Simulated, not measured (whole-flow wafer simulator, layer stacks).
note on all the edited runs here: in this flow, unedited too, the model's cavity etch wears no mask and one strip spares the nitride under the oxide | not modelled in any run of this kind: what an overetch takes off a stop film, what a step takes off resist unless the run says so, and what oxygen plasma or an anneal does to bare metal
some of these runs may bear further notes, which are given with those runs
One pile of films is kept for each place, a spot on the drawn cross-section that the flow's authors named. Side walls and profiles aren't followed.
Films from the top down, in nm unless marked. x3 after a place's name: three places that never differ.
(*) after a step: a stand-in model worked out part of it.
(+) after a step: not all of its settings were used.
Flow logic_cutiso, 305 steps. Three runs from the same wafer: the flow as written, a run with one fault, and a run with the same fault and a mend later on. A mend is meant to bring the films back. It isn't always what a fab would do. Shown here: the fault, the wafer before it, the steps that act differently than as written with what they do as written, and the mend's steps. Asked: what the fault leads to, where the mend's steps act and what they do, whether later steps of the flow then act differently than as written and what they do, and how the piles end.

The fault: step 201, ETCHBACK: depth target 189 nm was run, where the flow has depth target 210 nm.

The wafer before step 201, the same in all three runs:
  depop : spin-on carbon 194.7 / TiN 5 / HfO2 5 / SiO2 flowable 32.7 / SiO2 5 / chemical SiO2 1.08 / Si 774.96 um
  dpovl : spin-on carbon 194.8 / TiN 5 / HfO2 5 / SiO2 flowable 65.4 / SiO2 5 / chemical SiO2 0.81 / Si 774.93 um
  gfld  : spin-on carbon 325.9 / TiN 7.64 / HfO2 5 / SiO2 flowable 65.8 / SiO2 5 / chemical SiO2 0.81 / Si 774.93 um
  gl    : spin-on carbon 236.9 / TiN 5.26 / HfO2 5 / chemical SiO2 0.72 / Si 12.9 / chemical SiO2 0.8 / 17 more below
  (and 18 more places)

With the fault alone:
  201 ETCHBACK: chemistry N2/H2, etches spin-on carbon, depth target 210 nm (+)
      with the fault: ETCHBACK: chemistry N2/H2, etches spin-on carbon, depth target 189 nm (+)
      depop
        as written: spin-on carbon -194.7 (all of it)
        with the fault: spin-on carbon -189
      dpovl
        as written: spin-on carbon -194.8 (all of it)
        with the fault: spin-on carbon -189
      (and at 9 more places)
  Later steps of the flow that act differently than as written (1 more step differs only slightly, by at most 2% or 0.5 nm, whichever is larger, and isn't shown):
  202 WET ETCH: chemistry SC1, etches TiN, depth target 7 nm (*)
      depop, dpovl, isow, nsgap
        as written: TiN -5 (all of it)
        with the fault: spin-on carbon -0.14
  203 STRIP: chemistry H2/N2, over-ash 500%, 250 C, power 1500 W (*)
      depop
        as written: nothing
        with the fault: spin-on carbon -5.6 (all of it)
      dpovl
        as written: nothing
        with the fault: spin-on carbon -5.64 (all of it)
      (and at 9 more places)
  At the end the piles differ from the flow's by more than 2% or 0.5 nm, whichever is larger, at depop, dpovl, isow, nsgap.
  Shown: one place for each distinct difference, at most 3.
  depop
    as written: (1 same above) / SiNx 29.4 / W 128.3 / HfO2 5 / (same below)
    with the fault: (1 same above) / SiNx 29.4 / W 123.3 / TiN 5 / HfO2 5 / (same below)

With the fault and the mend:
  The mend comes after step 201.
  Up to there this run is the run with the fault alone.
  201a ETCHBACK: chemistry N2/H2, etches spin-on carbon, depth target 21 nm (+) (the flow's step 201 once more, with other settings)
      gfld, gl, glp, gxf, gxn, gxp, tap
        spin-on carbon -21
      depop
        spin-on carbon -5.74 (all of it)
      dpovl
        spin-on carbon -5.78 (all of it)
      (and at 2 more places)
  No later step of the flow acts differently than as written at any place that is followed.
  At the end the piles are the same as the flow's at every place that both follow.
